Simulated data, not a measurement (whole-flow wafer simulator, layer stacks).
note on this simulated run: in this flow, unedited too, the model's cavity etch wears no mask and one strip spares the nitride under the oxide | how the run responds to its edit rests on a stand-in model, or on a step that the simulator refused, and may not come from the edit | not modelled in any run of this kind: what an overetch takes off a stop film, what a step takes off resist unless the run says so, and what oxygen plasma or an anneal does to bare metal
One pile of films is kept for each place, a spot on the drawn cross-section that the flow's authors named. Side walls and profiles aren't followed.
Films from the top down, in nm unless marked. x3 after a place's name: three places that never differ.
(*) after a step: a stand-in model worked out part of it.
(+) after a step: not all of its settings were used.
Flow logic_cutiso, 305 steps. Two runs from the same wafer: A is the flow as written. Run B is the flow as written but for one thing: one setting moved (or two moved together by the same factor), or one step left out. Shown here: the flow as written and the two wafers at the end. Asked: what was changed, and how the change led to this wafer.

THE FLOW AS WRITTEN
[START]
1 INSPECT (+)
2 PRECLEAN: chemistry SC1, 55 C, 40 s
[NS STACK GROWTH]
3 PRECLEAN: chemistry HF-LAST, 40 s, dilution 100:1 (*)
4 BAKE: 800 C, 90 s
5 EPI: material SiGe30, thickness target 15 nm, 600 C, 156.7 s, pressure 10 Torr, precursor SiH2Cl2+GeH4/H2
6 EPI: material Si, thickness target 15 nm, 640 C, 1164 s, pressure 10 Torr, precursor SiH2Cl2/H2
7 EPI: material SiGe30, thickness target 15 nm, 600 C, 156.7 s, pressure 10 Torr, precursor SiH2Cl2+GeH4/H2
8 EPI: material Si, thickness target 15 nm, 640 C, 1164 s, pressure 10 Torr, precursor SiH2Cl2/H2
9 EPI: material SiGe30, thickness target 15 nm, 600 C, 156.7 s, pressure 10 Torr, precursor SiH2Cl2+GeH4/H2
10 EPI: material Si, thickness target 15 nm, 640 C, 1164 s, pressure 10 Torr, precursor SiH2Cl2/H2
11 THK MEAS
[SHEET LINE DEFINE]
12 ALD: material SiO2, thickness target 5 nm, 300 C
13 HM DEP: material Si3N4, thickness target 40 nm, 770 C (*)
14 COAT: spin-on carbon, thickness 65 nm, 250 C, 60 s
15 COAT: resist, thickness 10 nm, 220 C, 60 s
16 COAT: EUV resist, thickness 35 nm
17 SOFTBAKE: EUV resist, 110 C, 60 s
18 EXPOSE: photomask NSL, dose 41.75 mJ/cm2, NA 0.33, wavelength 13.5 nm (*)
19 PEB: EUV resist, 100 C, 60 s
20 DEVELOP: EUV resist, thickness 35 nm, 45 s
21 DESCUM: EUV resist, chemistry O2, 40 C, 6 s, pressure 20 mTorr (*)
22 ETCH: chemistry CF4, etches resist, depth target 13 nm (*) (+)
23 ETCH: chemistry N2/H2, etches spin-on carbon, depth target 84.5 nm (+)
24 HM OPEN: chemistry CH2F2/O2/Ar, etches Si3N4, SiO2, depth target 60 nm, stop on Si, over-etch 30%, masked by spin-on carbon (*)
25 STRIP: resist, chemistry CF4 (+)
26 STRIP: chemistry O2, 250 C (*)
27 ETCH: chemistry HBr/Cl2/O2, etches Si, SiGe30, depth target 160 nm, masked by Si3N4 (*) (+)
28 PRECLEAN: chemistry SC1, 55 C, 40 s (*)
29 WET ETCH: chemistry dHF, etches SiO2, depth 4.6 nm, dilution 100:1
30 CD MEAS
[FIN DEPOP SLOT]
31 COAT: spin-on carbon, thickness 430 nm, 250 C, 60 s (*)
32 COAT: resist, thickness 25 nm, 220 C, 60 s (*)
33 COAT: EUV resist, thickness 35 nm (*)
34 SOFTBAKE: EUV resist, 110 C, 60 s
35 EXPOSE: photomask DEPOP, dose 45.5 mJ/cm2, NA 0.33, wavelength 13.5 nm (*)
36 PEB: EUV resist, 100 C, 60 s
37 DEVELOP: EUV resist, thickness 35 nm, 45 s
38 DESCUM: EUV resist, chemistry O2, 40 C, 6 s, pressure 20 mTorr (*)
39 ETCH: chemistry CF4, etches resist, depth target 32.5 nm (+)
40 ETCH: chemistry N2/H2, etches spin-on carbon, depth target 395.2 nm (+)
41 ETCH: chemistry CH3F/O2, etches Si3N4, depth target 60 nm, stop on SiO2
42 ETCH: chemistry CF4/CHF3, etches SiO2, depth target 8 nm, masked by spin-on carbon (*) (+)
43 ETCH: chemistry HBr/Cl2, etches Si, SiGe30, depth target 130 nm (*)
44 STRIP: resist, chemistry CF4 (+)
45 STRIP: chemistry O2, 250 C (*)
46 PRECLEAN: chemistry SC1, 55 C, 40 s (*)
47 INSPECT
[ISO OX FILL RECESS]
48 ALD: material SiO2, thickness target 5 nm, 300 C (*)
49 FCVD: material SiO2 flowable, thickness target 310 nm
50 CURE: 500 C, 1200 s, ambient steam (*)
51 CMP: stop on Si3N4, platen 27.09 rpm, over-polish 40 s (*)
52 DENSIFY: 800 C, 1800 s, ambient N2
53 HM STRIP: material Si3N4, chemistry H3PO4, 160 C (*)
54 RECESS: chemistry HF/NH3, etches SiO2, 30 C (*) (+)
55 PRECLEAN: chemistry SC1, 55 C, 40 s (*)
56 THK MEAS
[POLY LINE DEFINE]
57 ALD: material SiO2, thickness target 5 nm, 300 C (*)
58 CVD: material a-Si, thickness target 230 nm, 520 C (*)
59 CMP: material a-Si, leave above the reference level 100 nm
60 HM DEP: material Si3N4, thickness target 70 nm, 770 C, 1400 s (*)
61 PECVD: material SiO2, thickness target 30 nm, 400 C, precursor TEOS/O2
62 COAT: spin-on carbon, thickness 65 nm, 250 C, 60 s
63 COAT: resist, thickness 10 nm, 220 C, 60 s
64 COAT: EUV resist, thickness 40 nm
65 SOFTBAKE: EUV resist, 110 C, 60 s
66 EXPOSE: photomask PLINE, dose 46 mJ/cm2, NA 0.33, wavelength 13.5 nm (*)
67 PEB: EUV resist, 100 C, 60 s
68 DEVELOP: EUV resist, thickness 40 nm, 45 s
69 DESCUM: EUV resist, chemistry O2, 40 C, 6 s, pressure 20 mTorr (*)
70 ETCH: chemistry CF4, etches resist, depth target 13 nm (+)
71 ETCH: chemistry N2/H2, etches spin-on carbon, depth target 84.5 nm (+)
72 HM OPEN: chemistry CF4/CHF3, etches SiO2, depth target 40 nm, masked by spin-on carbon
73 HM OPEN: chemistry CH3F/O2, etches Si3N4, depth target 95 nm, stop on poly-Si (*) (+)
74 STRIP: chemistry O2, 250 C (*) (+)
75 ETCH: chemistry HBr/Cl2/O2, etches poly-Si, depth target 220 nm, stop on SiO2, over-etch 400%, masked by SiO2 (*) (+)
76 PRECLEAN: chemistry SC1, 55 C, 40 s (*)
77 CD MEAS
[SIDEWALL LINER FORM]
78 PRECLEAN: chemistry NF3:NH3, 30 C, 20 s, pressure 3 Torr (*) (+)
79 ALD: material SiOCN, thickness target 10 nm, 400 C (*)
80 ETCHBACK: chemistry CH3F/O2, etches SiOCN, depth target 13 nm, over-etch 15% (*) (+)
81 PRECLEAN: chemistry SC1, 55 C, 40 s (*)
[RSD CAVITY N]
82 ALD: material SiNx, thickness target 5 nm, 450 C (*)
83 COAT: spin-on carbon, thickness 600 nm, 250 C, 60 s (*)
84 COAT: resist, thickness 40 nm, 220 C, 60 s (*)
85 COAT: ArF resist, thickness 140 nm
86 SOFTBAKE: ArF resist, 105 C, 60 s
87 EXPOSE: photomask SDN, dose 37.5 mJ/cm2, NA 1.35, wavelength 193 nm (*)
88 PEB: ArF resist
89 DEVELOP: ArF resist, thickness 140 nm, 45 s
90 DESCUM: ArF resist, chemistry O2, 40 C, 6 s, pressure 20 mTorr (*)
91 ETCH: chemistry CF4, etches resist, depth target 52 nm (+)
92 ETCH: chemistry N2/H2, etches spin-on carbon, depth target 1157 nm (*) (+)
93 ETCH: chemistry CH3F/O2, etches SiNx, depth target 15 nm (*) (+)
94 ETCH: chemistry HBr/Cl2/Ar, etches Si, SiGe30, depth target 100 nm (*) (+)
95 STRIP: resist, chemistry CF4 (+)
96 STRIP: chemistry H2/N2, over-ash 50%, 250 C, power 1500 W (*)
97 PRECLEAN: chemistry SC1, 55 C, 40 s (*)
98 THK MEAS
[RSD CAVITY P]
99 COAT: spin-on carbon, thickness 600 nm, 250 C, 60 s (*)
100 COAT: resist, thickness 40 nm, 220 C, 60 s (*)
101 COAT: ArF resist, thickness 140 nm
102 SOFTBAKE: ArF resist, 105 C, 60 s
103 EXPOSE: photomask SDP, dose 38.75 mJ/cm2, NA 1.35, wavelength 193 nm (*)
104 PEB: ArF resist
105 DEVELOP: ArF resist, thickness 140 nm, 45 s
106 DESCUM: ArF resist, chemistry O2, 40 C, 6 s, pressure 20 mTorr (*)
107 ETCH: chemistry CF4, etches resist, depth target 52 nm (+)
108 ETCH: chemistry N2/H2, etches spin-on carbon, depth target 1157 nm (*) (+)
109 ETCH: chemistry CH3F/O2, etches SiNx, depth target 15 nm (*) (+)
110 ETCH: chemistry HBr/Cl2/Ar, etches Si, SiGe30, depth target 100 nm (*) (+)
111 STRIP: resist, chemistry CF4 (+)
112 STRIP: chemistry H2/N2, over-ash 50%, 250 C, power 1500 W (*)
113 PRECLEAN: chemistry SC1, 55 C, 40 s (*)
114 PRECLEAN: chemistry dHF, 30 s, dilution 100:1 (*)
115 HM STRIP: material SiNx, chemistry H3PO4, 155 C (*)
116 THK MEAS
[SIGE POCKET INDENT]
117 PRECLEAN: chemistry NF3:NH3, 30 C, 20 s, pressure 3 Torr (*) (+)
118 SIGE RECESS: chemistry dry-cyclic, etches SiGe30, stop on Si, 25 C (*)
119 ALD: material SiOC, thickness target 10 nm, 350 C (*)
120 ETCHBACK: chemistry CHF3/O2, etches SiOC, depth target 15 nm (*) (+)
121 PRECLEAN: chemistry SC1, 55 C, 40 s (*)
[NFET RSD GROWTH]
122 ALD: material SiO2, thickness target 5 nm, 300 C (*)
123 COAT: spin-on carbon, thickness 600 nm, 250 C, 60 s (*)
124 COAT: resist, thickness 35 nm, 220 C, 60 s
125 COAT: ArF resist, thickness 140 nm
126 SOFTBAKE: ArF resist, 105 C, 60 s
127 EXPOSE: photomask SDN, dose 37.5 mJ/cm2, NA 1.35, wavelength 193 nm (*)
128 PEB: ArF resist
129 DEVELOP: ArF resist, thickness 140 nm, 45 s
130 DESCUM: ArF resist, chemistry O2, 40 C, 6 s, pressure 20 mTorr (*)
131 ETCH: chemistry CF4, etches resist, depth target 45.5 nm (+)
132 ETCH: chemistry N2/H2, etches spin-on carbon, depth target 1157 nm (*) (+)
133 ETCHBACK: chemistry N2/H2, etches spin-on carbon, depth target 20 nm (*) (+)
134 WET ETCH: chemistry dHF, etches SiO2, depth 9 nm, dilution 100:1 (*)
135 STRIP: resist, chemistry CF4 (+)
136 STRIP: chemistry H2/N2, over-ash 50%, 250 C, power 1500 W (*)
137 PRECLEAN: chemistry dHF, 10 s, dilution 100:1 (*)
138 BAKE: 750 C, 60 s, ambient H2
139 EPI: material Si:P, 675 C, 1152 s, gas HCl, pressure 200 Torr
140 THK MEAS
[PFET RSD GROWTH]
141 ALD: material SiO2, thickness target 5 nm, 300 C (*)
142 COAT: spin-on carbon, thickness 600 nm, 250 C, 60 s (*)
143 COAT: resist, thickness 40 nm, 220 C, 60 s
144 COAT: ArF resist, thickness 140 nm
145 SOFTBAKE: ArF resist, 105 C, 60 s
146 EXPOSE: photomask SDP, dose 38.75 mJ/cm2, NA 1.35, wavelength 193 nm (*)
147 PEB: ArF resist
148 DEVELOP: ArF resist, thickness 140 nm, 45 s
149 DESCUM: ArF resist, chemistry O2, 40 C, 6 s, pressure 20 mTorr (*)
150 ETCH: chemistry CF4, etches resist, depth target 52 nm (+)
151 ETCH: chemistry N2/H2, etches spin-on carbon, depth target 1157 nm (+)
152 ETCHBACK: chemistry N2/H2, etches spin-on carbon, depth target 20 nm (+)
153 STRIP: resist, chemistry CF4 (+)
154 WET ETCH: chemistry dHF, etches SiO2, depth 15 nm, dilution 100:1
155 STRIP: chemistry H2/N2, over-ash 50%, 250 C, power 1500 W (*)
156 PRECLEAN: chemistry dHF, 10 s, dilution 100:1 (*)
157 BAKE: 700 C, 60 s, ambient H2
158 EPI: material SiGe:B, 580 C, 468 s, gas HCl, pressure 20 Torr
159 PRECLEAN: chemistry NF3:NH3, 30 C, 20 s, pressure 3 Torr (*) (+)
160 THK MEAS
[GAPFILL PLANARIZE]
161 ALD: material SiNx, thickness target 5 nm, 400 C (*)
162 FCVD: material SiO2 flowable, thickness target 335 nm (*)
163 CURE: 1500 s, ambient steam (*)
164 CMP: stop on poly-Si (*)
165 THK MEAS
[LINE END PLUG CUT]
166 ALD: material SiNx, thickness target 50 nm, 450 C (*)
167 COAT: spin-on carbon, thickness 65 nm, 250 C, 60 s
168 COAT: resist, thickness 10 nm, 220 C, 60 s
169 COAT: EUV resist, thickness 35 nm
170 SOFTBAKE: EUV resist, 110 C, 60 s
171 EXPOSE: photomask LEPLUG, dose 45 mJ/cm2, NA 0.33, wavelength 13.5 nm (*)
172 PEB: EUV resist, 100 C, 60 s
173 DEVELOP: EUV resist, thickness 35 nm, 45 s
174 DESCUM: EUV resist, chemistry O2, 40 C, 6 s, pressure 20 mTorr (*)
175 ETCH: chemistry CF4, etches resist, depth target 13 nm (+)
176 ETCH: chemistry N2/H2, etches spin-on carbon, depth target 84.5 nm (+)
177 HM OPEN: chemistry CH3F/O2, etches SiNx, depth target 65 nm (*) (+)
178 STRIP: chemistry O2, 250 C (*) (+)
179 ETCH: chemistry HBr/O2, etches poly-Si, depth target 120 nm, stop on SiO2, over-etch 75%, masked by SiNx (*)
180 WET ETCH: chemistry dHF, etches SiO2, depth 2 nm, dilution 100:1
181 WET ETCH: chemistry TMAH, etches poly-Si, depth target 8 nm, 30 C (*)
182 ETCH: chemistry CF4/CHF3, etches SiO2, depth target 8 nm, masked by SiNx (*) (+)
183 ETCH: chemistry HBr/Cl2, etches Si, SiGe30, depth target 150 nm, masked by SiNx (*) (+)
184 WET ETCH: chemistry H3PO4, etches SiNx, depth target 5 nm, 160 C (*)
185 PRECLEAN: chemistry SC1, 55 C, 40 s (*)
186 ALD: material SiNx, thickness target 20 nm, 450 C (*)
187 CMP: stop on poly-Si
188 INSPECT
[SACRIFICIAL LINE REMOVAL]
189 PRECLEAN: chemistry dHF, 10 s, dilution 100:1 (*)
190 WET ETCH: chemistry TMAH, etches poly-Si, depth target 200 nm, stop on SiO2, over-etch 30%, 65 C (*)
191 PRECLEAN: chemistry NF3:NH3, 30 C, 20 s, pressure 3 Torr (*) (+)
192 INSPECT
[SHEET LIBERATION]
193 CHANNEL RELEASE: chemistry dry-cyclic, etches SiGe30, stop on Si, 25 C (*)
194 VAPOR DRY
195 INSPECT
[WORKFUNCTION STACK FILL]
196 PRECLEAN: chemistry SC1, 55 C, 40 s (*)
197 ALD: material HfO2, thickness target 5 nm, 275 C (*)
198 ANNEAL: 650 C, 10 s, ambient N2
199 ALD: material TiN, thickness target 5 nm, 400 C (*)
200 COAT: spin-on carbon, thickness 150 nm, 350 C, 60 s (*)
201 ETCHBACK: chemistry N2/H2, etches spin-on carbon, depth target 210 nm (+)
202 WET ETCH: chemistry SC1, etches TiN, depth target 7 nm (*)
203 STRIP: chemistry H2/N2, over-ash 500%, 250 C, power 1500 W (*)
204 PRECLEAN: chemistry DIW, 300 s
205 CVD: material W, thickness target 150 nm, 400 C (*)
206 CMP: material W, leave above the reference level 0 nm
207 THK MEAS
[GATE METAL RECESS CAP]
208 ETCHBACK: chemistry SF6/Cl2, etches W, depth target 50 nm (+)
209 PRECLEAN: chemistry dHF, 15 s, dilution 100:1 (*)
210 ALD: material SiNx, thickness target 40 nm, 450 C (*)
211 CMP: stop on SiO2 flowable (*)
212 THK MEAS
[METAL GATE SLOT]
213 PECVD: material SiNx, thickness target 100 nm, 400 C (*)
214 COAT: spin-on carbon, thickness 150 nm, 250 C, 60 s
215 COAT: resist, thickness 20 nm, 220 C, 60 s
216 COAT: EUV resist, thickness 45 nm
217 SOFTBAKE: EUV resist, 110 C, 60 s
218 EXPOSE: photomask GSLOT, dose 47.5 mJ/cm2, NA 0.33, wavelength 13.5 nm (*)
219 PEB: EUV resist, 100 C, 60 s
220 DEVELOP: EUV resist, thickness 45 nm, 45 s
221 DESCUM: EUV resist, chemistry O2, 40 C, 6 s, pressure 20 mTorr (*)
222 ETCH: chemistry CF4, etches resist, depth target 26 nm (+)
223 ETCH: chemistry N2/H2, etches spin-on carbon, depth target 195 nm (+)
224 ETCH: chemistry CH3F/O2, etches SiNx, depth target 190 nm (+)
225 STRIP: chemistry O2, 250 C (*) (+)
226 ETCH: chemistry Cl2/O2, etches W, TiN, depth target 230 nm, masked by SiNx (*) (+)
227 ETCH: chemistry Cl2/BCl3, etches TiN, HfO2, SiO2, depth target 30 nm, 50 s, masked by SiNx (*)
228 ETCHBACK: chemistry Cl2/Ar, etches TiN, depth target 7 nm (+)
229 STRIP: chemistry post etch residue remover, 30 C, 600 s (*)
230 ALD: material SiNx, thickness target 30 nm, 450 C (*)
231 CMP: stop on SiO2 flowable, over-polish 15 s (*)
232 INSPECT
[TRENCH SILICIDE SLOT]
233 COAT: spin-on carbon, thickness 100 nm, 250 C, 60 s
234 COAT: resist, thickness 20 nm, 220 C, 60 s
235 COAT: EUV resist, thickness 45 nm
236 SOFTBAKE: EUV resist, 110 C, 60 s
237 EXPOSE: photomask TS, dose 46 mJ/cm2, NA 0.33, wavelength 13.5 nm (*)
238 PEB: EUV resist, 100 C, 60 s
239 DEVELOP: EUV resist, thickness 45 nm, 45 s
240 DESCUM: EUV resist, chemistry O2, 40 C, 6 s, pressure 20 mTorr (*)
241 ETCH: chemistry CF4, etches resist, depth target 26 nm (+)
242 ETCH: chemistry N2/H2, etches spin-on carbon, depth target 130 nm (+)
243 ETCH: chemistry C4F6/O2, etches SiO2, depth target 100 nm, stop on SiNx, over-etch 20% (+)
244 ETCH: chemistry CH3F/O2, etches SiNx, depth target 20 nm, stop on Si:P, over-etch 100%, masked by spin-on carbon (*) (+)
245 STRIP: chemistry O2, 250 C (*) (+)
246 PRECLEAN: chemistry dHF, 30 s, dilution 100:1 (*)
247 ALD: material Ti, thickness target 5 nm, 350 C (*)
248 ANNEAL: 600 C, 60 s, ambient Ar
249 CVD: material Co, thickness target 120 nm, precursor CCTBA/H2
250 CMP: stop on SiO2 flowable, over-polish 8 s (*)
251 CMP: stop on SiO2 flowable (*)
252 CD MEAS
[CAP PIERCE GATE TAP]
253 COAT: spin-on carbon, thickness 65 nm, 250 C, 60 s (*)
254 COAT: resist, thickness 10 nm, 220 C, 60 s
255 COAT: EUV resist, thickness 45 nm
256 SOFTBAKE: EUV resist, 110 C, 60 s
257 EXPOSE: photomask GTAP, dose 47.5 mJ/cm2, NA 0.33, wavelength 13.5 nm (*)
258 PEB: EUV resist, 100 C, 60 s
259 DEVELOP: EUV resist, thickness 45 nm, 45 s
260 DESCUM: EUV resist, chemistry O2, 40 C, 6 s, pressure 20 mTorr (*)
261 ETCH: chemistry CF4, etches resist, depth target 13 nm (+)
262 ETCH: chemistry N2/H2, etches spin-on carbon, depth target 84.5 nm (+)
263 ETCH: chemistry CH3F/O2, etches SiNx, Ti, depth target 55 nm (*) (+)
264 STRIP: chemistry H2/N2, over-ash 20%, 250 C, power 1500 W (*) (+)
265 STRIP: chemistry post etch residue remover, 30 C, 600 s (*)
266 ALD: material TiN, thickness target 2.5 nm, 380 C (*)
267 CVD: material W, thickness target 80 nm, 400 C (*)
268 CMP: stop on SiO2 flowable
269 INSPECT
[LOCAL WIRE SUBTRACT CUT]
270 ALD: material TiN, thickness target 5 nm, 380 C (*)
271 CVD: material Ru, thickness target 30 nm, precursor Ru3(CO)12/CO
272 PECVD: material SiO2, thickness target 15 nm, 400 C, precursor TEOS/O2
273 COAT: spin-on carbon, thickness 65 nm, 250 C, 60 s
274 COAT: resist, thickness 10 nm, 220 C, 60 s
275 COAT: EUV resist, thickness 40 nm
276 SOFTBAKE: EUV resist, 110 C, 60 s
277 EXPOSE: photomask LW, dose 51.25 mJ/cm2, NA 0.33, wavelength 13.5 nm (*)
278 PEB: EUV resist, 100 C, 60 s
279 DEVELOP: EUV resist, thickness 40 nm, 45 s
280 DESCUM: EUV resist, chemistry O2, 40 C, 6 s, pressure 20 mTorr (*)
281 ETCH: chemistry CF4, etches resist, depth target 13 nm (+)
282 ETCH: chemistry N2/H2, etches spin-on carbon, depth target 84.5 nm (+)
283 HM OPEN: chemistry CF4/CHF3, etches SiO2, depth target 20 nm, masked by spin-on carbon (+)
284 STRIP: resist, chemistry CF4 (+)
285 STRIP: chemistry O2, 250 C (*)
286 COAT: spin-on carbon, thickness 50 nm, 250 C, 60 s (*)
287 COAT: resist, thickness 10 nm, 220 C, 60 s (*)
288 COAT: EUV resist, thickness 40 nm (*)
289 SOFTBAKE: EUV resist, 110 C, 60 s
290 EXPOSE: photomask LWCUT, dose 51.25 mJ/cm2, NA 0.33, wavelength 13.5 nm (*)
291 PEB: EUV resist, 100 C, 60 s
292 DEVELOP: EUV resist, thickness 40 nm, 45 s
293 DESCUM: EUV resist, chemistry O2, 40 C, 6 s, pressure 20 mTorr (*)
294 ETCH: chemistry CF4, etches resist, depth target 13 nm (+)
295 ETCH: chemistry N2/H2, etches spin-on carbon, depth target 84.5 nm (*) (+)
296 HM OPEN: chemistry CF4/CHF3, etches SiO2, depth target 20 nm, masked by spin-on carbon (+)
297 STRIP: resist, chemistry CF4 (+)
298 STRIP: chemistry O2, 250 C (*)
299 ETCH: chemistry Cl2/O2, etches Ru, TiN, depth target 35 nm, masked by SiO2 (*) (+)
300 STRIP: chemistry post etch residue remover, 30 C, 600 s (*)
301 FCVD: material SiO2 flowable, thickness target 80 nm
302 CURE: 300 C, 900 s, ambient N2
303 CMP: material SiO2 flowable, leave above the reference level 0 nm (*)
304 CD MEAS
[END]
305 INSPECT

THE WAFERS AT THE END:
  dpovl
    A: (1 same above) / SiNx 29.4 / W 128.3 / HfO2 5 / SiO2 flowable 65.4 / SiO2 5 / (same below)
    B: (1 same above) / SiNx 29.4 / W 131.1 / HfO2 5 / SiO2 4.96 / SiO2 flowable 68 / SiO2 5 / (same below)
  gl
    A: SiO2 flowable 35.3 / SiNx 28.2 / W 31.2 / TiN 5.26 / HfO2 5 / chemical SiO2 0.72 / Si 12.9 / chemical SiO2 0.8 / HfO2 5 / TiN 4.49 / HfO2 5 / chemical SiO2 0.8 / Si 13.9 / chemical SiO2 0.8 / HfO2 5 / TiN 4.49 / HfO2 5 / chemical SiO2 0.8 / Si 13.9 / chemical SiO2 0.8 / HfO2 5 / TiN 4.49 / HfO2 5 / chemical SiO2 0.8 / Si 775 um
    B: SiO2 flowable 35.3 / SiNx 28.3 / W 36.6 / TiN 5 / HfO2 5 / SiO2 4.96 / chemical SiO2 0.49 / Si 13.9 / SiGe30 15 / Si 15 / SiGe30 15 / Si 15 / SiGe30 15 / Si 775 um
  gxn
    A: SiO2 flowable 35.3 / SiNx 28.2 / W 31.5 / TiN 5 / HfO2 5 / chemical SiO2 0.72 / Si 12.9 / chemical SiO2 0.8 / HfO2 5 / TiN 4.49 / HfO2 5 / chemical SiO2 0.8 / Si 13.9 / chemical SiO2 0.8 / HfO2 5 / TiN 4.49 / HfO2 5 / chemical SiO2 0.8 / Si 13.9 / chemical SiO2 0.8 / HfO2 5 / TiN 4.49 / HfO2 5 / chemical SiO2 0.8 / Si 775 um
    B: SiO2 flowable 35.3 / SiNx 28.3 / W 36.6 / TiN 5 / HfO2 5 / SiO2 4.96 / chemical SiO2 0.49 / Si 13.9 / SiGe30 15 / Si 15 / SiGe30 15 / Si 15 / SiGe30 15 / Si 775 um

The cause: step 191, PRECLEAN: chemistry NF3:NH3, 30 C, 20 s, pressure 3 Torr (*) (+), was left out.

How the change led to this, step by step:
  193 CHANNEL RELEASE: chemistry dry-cyclic, etches SiGe30, stop on Si, 25 C (*)
      gl, glp, gxn, gxp, ns, tap: A chemical SiO2 +0.8 (new film), Si -0.99, chemical SiO2 +0.8 (new film), cavity +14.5 (new film), chemical SiO2 +0.8 (new film), SiGe30 -15 (all of it), Si -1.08, chemical SiO2 +0.8 (new film), cavity +14.5 (new film), chemical SiO2 +0.8 (new film), SiGe30 -15 (all of it), Si -1.08, chemical SiO2 +0.8 (new film), cavity +14.5 (new film), chemical SiO2 +0.8 (new film), SiGe30 -15 (all of it), Si -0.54 | B nothing
  197 ALD: material HfO2, thickness target 5 nm, 275 C (*)
      gl, glp, gxn, gxp, ns, tap: A HfO2 +5 (new film), HfO2 +5 (new film), cavity -10, HfO2 +5 (new film), HfO2 +5 (new film), cavity -10, HfO2 +5 (new film), HfO2 +5 (new film), cavity -10, HfO2 +5 (new film) | B HfO2 +5 (new film)
      gxf: A HfO2 +7.7 (new film) | B HfO2 +5.04 (new film)
  199 ALD: material TiN, thickness target 5 nm, 400 C (*)
      gl, glp, tap: A TiN +5.26 (new film), TiN +4.49 (new film), cavity -4.49 (all of it), TiN +4.49 (new film), cavity -4.49 (all of it), TiN +4.49 (new film), cavity -4.49 (all of it) | B TiN +5 (new film)
      gxn, gxp, ns: A TiN +5 (new film), TiN +4.49 (new film), cavity -4.49 (all of it), TiN +4.49 (new film), cavity -4.49 (all of it), TiN +4.49 (new film), cavity -4.49 (all of it) | B TiN +5 (new film)
      (and at 2 more places)
  200 COAT: spin-on carbon, thickness 150 nm, 350 C, 60 s (*)
      lnr, lnrp: A spin-on carbon +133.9 (new film) | B spin-on carbon +137.7 (new film)
      rsdn, rsdw: A spin-on carbon +145.8 (new film) | B spin-on carbon +139.9 (new film)
      (and at 12 more places)
  201 ETCHBACK: chemistry N2/H2, etches spin-on carbon, depth target 210 nm (+)
      lnr, lnrp: A spin-on carbon -133.9 (all of it) | B spin-on carbon -137.7 (all of it)
      rsdn, rsdw: A spin-on carbon -145.8 (all of it) | B spin-on carbon -139.9 (all of it)
      (and at 11 more places)
  203 STRIP: chemistry H2/N2, over-ash 500%, 250 C, power 1500 W (*)
      gxn, gxp: A spin-on carbon -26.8 (all of it) | B spin-on carbon -26.2 (all of it)
      gxf: A spin-on carbon -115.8 (all of it) | B spin-on carbon -26.2 (all of it)
  205 CVD: material W, thickness target 150 nm, 400 C (*)
      rsdn, rsdp, rsdw, rsdx: A W +162.2 (new film) | B W +152.7 (new film)
      gxf: A W +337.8 (new film) | B W +244.3 (new film)
      (and at 1 more place)
  206 CMP: material W, leave above the reference level 0 nm
      depop, dpovl, gfld and 9 more: A W -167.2 | B W -157.7
      lnr, lnri, lnrp, lnrt: A W -150 (all of it), HfO2 -5 (all of it), SiOCN -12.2 | B W -150.1 (all of it), HfO2 -5 (all of it), SiOCN -2.58
      (and at 6 more places)
  226 ETCH: chemistry Cl2/O2, etches W, TiN, depth target 230 nm, masked by SiNx (*) (+)
      depop, dpovl, gl and 18 more: A SiNx -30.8 | B SiNx -31.5
      gfld: A W -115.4 (all of it), TiN -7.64 (all of it), HfO2 -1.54 | B W -120.9 (all of it), TiN -5 (all of it), HfO2 -1.57
  227 ETCH: chemistry Cl2/BCl3, etches TiN, HfO2, SiO2, depth target 30 nm, 50 s, masked by SiNx (*)
      gfld: A HfO2 -3.46 (all of it), SiO2 flowable -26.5 | B HfO2 -3.43 (all of it), SiO2 -4.96 (all of it), SiO2 flowable -21.6
  243 ETCH: chemistry C4F6/O2, etches SiO2, depth target 100 nm, stop on SiNx, over-etch 20% (+)
      depop, dpovl, gfld and 16 more: A resist -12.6 (all of it), spin-on carbon -5.26 | B resist -12.6 (all of it), spin-on carbon -6.51
      rsdn, rsdp, rsdw: A SiO2 flowable -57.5 (all of it) | B SiO2 flowable -67.9 (all of it)
  249 CVD: material Co, thickness target 120 nm, precursor CCTBA/H2
      rsdp, rsdw: A Co +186 (new film) | B Co +196.4 (new film)
      rsdn: A Co +187.9 (new film) | B Co +198.3 (new film)
Counting metal films that touch as one body, gl has 1 body; the flow as written gives 4 bodies (between them, from the top down: HfO2 5 / chemical SiO2 0.72 / Si 12.9 / chemical SiO2 0.8 / HfO2 5; HfO2 5 / chemical SiO2 0.8 / Si 13.9 / chemical SiO2 0.8 / HfO2 5; HfO2 5 / chemical SiO2 0.8 / Si 13.9 / chemical SiO2 0.8 / HfO2 5).
Counting metal films that touch as one body, gxn has 1 body; the flow as written gives 4 bodies (between them, from the top down: HfO2 5 / chemical SiO2 0.72 / Si 12.9 / chemical SiO2 0.8 / HfO2 5; HfO2 5 / chemical SiO2 0.8 / Si 13.9 / chemical SiO2 0.8 / HfO2 5; HfO2 5 / chemical SiO2 0.8 / Si 13.9 / chemical SiO2 0.8 / HfO2 5).
